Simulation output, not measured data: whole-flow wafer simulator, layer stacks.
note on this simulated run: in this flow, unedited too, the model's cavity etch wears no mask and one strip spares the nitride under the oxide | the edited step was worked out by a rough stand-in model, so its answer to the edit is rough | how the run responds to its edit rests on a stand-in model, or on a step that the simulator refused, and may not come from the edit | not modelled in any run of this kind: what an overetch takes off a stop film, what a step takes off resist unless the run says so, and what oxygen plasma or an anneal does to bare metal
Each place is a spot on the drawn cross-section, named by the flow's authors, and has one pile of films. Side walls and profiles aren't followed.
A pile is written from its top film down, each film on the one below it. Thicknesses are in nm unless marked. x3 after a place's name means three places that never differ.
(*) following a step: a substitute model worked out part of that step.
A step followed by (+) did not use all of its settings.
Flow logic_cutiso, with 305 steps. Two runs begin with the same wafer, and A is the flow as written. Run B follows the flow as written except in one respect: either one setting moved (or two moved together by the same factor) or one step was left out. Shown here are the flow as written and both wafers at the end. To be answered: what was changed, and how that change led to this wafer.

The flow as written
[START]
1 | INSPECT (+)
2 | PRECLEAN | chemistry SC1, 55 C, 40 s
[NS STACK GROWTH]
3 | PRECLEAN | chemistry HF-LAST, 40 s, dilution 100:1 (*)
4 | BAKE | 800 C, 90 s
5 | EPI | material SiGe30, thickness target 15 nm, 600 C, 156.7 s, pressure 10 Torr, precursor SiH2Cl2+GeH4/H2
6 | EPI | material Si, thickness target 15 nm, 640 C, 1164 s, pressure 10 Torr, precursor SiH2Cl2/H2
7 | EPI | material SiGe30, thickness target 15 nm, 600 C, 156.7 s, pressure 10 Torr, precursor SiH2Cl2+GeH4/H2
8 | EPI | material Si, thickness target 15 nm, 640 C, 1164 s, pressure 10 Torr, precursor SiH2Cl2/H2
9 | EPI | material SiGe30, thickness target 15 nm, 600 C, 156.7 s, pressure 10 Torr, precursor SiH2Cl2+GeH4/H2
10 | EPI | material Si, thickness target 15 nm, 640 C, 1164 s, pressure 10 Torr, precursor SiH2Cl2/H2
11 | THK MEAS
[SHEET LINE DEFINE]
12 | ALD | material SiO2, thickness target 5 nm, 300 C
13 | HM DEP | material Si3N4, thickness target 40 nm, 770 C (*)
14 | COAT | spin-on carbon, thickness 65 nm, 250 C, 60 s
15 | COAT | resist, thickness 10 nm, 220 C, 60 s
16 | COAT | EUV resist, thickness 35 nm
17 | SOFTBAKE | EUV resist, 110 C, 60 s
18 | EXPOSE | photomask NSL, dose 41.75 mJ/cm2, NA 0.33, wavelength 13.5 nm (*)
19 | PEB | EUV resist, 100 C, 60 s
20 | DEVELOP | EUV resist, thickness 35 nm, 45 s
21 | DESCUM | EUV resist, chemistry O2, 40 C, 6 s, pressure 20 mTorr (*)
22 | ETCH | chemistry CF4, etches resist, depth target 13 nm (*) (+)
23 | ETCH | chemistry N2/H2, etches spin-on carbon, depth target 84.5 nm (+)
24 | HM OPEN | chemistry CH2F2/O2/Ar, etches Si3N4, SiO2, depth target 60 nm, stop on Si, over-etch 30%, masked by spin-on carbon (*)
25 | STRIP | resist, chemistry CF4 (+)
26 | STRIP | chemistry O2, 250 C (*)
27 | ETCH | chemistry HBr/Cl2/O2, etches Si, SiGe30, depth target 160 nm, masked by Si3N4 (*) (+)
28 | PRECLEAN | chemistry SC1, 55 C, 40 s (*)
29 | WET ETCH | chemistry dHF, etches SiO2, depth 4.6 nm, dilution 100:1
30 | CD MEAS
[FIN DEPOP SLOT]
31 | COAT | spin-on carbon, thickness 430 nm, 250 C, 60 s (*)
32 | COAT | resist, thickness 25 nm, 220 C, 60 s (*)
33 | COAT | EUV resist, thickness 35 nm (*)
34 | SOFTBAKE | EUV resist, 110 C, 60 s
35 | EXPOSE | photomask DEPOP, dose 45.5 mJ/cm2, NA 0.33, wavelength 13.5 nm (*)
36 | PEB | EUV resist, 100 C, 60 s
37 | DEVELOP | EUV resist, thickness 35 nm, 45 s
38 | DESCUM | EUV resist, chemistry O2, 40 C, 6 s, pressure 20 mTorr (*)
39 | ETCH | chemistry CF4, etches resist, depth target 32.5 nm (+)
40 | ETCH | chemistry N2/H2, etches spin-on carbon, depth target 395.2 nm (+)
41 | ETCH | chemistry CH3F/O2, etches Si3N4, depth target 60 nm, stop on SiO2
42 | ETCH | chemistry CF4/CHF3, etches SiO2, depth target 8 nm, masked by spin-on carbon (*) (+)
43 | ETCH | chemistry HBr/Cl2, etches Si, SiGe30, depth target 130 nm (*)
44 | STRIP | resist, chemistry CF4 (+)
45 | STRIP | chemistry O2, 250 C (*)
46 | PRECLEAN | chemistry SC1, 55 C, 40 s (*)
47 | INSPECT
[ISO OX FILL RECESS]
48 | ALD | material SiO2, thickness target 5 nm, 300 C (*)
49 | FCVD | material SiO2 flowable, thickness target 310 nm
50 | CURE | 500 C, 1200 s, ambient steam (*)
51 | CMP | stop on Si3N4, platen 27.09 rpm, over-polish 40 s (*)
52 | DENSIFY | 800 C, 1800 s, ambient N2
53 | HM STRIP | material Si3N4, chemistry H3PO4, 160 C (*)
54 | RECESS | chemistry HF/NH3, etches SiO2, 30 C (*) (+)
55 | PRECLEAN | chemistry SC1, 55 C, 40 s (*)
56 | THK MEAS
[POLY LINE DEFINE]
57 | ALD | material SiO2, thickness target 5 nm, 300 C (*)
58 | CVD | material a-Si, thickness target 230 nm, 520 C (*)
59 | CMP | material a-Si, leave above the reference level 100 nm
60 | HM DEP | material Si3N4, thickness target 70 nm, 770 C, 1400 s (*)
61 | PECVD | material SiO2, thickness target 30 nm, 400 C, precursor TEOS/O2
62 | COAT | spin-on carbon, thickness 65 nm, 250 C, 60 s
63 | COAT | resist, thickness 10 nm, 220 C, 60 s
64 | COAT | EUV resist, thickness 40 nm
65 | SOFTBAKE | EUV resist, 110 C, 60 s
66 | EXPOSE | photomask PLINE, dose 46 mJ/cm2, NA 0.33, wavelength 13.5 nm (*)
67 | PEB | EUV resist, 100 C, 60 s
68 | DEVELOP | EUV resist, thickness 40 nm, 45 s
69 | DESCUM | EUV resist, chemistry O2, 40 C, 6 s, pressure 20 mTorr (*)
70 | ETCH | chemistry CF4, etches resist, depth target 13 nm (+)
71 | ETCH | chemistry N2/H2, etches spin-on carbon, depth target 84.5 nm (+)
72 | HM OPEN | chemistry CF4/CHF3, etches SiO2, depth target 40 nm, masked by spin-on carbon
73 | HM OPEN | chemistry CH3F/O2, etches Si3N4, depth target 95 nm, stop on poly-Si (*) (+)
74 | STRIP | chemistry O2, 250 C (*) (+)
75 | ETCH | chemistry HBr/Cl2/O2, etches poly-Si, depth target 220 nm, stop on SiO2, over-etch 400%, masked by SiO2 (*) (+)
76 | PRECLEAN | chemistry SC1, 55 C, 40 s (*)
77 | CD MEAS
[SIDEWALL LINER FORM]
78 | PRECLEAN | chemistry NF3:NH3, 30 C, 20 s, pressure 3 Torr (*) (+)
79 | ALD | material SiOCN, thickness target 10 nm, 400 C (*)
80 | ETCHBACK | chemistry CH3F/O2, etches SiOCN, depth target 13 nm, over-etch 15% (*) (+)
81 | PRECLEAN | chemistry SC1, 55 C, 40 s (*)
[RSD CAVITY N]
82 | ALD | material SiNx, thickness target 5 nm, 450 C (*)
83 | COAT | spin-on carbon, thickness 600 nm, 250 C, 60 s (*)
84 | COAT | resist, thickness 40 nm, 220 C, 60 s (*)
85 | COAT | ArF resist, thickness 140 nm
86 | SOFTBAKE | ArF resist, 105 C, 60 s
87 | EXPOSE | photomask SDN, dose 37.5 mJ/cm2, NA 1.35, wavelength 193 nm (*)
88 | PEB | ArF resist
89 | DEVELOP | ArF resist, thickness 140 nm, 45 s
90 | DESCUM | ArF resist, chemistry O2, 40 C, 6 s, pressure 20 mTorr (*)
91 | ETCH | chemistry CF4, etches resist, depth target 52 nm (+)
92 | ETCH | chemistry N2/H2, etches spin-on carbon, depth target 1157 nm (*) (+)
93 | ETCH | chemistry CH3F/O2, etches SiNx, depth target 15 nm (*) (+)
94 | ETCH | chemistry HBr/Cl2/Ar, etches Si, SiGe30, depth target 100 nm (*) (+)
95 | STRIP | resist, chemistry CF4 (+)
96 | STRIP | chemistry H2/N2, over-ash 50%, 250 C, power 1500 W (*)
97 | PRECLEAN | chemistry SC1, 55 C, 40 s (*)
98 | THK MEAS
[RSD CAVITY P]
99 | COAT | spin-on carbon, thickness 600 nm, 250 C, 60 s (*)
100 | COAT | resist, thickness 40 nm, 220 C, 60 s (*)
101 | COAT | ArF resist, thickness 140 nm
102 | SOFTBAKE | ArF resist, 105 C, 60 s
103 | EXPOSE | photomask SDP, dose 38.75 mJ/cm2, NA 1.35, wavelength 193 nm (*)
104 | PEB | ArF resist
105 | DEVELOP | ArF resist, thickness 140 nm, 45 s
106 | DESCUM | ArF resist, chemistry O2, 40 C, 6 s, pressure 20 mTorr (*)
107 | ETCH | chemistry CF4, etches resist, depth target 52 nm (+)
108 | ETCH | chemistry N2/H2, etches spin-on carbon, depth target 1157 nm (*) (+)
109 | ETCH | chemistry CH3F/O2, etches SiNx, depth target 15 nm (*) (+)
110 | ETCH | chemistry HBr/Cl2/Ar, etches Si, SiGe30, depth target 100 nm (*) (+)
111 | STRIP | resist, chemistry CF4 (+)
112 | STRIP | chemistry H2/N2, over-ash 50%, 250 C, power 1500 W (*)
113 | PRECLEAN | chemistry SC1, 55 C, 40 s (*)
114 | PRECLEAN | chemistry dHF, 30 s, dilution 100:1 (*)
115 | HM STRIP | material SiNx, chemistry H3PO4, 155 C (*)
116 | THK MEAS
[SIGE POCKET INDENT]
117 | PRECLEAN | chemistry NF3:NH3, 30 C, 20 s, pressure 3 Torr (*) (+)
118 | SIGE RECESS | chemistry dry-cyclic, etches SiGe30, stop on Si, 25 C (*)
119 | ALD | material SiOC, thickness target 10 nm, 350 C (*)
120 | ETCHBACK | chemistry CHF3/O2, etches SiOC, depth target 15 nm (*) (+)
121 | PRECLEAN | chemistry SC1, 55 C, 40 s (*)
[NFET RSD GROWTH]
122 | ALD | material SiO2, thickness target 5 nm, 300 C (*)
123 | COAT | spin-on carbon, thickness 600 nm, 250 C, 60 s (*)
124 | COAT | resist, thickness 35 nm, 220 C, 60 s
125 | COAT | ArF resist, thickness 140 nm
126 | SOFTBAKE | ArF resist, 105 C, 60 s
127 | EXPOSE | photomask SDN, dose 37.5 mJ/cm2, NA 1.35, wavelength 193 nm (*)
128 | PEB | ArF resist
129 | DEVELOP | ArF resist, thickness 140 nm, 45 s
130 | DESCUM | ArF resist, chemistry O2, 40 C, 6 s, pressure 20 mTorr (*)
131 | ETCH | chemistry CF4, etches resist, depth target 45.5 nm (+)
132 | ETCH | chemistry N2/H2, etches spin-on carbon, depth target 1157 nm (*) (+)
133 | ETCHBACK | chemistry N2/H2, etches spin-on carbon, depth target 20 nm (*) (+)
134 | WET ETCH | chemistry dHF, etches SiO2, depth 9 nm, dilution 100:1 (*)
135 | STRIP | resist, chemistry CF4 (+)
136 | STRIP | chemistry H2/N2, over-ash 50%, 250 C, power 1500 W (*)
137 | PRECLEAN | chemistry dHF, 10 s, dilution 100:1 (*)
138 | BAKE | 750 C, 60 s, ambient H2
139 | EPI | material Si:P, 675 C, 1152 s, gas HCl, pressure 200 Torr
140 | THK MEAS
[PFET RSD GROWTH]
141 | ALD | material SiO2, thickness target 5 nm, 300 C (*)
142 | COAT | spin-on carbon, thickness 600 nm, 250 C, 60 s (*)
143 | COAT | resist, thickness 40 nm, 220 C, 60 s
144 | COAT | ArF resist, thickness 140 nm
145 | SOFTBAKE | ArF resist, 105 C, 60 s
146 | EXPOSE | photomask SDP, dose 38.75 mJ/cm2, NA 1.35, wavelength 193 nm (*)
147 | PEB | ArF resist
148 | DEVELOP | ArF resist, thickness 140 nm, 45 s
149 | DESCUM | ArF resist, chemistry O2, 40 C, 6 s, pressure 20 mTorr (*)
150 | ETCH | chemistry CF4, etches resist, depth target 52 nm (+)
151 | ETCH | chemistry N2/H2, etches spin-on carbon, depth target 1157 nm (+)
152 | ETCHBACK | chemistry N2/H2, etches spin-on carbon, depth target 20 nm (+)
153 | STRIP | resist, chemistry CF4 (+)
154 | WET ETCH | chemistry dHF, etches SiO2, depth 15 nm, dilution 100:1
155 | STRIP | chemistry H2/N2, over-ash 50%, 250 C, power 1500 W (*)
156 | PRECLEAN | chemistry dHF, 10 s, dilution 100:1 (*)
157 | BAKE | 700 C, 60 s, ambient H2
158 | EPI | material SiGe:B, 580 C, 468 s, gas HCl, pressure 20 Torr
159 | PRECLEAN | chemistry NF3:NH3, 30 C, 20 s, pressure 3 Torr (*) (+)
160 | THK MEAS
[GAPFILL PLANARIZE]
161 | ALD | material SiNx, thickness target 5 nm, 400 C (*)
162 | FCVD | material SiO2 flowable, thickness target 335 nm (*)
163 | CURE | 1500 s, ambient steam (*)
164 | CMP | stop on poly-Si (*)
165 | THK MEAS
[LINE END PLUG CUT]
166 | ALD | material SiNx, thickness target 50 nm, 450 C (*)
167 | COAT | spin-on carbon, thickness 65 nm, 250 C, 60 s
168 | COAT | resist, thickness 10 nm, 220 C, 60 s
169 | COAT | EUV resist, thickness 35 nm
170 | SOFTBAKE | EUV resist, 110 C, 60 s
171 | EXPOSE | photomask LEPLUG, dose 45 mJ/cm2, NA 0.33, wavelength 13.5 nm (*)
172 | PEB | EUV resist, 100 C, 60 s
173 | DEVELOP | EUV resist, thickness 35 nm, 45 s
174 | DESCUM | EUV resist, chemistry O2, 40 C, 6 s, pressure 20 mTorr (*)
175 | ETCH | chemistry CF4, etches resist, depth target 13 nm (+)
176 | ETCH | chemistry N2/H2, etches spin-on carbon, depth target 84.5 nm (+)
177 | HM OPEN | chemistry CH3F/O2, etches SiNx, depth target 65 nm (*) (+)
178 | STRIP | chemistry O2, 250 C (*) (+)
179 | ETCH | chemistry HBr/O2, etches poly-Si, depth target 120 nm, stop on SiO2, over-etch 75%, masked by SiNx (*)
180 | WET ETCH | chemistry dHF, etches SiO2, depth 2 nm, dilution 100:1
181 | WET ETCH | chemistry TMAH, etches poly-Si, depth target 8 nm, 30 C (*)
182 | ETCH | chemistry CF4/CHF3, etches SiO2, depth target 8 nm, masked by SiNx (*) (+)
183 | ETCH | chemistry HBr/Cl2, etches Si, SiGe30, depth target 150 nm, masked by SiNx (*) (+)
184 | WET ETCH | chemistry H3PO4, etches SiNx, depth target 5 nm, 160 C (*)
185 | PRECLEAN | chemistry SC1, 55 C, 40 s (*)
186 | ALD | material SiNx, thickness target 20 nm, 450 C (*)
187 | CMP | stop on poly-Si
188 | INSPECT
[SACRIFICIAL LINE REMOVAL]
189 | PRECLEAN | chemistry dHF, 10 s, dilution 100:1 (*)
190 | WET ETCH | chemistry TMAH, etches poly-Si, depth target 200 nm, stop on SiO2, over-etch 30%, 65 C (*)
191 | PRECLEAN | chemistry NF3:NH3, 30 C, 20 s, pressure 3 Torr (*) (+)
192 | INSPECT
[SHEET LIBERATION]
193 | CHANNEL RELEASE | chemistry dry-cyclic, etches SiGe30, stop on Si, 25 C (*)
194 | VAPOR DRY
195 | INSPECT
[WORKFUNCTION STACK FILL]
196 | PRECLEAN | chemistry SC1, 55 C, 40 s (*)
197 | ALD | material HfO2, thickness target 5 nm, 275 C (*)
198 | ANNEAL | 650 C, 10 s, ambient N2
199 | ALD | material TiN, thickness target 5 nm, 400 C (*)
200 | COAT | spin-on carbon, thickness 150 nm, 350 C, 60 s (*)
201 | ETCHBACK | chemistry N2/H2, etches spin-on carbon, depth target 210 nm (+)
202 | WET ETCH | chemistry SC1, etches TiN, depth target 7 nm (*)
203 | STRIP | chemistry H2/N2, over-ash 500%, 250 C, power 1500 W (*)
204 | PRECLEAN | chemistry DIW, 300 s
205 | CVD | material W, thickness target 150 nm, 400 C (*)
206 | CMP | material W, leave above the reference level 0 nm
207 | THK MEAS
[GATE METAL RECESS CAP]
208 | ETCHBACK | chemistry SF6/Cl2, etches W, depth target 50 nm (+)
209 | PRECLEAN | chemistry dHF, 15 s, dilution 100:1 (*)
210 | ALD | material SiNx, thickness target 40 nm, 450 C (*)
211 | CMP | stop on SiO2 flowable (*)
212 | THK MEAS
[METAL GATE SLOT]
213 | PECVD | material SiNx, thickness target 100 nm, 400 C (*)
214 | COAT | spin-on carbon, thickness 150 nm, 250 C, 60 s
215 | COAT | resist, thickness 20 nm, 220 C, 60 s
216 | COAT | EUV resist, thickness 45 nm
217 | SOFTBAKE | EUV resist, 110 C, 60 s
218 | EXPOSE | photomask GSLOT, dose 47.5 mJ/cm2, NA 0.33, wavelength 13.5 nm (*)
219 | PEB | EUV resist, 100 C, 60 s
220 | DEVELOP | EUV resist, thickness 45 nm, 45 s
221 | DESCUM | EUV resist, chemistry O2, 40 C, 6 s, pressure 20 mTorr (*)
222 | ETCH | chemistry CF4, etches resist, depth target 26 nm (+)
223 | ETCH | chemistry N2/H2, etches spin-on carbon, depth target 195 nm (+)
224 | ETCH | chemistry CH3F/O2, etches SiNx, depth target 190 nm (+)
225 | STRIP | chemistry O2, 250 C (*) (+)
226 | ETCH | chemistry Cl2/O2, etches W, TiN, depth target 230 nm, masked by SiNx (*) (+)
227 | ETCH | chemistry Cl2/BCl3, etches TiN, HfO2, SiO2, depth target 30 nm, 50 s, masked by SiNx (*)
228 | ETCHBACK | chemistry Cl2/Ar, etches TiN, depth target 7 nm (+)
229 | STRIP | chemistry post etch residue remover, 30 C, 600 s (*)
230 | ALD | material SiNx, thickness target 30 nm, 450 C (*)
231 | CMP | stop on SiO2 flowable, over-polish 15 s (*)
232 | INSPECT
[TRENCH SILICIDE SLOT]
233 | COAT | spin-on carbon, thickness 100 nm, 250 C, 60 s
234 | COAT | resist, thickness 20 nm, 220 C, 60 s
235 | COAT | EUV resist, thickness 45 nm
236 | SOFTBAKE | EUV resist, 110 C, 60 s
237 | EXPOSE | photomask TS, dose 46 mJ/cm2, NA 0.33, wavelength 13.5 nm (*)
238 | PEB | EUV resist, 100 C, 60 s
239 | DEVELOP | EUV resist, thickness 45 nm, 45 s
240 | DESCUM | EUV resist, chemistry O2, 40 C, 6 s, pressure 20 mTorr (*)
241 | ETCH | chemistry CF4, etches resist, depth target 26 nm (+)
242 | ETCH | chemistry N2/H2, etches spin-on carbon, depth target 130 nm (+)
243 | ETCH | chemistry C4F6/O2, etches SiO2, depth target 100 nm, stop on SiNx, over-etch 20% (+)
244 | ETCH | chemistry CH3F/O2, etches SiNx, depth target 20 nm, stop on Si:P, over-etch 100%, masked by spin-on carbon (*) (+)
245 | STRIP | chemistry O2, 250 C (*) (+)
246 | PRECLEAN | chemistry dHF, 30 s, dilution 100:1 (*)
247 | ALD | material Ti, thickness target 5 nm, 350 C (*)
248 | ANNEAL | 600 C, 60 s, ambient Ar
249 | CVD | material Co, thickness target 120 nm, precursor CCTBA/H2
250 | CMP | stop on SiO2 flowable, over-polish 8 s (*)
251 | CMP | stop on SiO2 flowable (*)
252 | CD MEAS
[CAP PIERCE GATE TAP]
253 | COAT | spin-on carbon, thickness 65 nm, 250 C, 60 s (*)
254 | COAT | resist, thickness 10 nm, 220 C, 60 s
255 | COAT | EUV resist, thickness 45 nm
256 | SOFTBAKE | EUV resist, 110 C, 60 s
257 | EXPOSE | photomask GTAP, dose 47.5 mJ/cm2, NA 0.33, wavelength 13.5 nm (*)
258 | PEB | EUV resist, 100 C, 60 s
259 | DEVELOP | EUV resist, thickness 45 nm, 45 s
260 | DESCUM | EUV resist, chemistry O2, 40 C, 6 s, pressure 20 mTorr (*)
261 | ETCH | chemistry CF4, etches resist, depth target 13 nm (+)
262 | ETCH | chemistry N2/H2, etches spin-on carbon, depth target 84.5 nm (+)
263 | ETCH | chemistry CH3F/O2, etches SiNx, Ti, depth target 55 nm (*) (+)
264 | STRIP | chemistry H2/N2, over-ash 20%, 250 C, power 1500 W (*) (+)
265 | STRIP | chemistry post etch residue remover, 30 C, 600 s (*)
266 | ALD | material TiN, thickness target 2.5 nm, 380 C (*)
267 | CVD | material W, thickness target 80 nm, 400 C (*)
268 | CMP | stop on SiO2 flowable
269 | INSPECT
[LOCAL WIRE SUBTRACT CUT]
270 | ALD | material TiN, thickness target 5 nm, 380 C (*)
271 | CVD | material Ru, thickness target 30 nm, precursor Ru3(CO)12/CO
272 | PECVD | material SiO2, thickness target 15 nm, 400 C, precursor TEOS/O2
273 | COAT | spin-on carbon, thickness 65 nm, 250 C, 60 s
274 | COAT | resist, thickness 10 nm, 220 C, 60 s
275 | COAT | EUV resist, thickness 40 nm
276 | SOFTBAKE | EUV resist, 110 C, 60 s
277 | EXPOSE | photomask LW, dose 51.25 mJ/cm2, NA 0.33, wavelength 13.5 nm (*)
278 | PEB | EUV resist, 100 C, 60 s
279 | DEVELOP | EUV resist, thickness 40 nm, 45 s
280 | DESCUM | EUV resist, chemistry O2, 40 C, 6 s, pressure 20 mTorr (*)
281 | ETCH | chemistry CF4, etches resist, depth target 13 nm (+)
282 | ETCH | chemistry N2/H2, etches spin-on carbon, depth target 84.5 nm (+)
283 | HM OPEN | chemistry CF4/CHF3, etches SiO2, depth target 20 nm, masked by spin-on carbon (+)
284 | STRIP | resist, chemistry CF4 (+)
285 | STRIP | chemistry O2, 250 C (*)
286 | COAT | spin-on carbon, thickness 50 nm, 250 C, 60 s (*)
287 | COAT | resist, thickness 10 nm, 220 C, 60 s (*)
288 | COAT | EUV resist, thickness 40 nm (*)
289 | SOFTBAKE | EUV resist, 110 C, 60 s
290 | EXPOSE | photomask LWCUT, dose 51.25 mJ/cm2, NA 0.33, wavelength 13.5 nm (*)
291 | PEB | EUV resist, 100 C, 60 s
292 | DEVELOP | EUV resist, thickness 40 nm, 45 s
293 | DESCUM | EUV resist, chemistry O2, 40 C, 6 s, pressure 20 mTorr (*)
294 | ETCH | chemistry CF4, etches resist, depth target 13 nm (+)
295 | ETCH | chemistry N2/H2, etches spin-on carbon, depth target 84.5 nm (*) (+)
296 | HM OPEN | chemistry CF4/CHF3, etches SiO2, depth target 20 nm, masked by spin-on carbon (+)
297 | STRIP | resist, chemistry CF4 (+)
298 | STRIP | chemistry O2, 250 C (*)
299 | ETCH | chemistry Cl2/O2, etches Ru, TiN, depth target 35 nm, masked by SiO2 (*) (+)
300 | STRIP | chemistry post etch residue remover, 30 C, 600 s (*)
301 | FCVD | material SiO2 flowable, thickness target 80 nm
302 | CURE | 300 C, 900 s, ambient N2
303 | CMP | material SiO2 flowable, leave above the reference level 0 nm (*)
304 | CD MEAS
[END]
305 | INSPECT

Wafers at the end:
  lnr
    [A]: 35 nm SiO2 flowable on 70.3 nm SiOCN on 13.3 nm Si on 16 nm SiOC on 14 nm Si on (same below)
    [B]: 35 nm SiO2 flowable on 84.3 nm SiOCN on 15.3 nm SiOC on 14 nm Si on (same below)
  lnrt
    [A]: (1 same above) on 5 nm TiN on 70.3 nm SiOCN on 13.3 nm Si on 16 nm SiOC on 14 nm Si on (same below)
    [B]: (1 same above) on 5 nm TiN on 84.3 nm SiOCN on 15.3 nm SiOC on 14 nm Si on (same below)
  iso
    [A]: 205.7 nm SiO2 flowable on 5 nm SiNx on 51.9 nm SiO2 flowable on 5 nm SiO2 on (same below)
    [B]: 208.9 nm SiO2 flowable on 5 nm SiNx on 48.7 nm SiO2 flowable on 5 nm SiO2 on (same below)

The reason: step 75, ETCH: depth target 346.5 nm was run, though the flow has depth target 220 nm.

The path from the change to this, step by step:
  75 | ETCH | chemistry HBr/Cl2/O2, etches poly-Si, depth target 220 nm, stop on SiO2, over-etch 400%, masked by SiO2 (*) (+)
      lnr, lnrp, lnrt, rsdn, rsdp, rsdw, rsdx: A -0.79 chemical SiO2 (all of it), -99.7 poly-Si (all of it), -5 SiO2 (all of it) | B -0.79 chemical SiO2 (all of it), -99.7 poly-Si (all of it), -5 SiO2 (all of it), -0.49 chemical SiO2 (all of it), -13.9 Si (all of it)
      iso, lnri: A -0.79 chemical SiO2 (all of it), -189.1 poly-Si (all of it), -4.55 SiO2 | B -0.79 chemical SiO2 (all of it), -189.1 poly-Si (all of it), -5 SiO2 (all of it), -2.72 SiO2 flowable
  80 | ETCHBACK | chemistry CH3F/O2, etches SiOCN, depth target 13 nm, over-etch 15% (*) (+)
      rsdn, rsdp, rsdw, rsdx: A -10 SiOCN (all of it), -0.7 Si | B -10 SiOCN (all of it), -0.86 SiGe30
      lnr, lnrp, lnrt: A +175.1 SiOCN | B +189.1 SiOCN
  94 | ETCH | chemistry HBr/Cl2/Ar, etches Si, SiGe30, depth target 100 nm (*) (+)
      rsdn, rsdx: A -0.49 chemical SiO2 (all of it), -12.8 Si (all of it), -15 SiGe30 (all of it), -15 Si (all of it), -15 SiGe30 (all of it), -15 Si (all of it), -15 SiGe30 (all of it), -12.2 Si | B -0.49 chemical SiO2 (all of it), -13.7 SiGe30 (all of it), -15 Si (all of it), -15 SiGe30 (all of it), -15 Si (all of it), -15 SiGe30 (all of it), -26.3 Si
  110 | ETCH | chemistry HBr/Cl2/Ar, etches Si, SiGe30, depth target 100 nm (*) (+)
      rsdp, rsdw: A -0.49 chemical SiO2 (all of it), -12.8 Si (all of it), -15 SiGe30 (all of it), -15 Si (all of it), -15 SiGe30 (all of it), -15 Si (all of it), -15 SiGe30 (all of it), -12.2 Si | B -0.49 chemical SiO2 (all of it), -13.7 SiGe30 (all of it), -15 Si (all of it), -15 SiGe30 (all of it), -15 Si (all of it), -15 SiGe30 (all of it), -26.3 Si
  118 | SIGE RECESS | chemistry dry-cyclic, etches SiGe30, stop on Si, 25 C (*)
      lnr, lnrp, lnrt: A -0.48 SiOCN, -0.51 Si, +16 cavity (new film), -15 SiGe30 (all of it), -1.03 Si, +16 cavity (new film), -15 SiGe30 (all of it), -1.03 Si, +16 cavity (new film), -15 SiGe30 (all of it), -0.51 Si | B -0.48 SiOCN, +15.3 cavity (new film), -14.8 SiGe30 (all of it), -1.03 Si, +16 cavity (new film), -15 SiGe30 (all of it), -1.03 Si, +16 cavity (new film), -15 SiGe30 (all of it), -0.51 Si
  119 | ALD | material SiOC, thickness target 10 nm, 350 C (*)
      lnr, lnrp, lnrt: A +10 SiOC (new film), +16 SiOC (new film), -16 cavity (all of it), +16 SiOC (new film), -16 cavity (all of it), +16 SiOC (new film), -16 cavity (all of it) | B +10 SiOC (new film), +15.3 SiOC (new film), -15.3 cavity (all of it), +16 SiOC (new film), -16 cavity (all of it), +16 SiOC (new film), -16 cavity (all of it)
  135 | STRIP | resist, chemistry CF4 (+)
      gl: A -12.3 Si3N4 | B -11.7 Si3N4
  139 | EPI | material Si:P, 675 C, 1152 s, gas HCl, pressure 200 Torr
      rsdn, rsdx: A +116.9 Si:P (new film) | B +131 Si:P (new film)
  141 | ALD | material SiO2, thickness target 5 nm, 300 C (*)
      gxn: A +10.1 SiO2 (new film) | B +6.14 SiO2 (new film)
  158 | EPI | material SiGe:B, 580 C, 468 s, gas HCl, pressure 20 Torr
      rsdp, rsdw: A +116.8 SiGe:B (new film) | B +131 SiGe:B (new film)
  159 | PRECLEAN | chemistry NF3:NH3, 30 C, 20 s, pressure 3 Torr (*) (+)
      gxn: A -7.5 SiO2 | B -4.62 SiO2 (all of it), -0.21 Si3N4
  164 | CMP | stop on poly-Si (*)
      gxn: A -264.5 SiO2 flowable (all of it), -5 SiNx (all of it), -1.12 SiO2 (all of it), -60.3 Si3N4 (all of it) | B -265.3 SiO2 flowable (all of it), -5 SiNx (all of it), -60.3 Si3N4 (all of it)
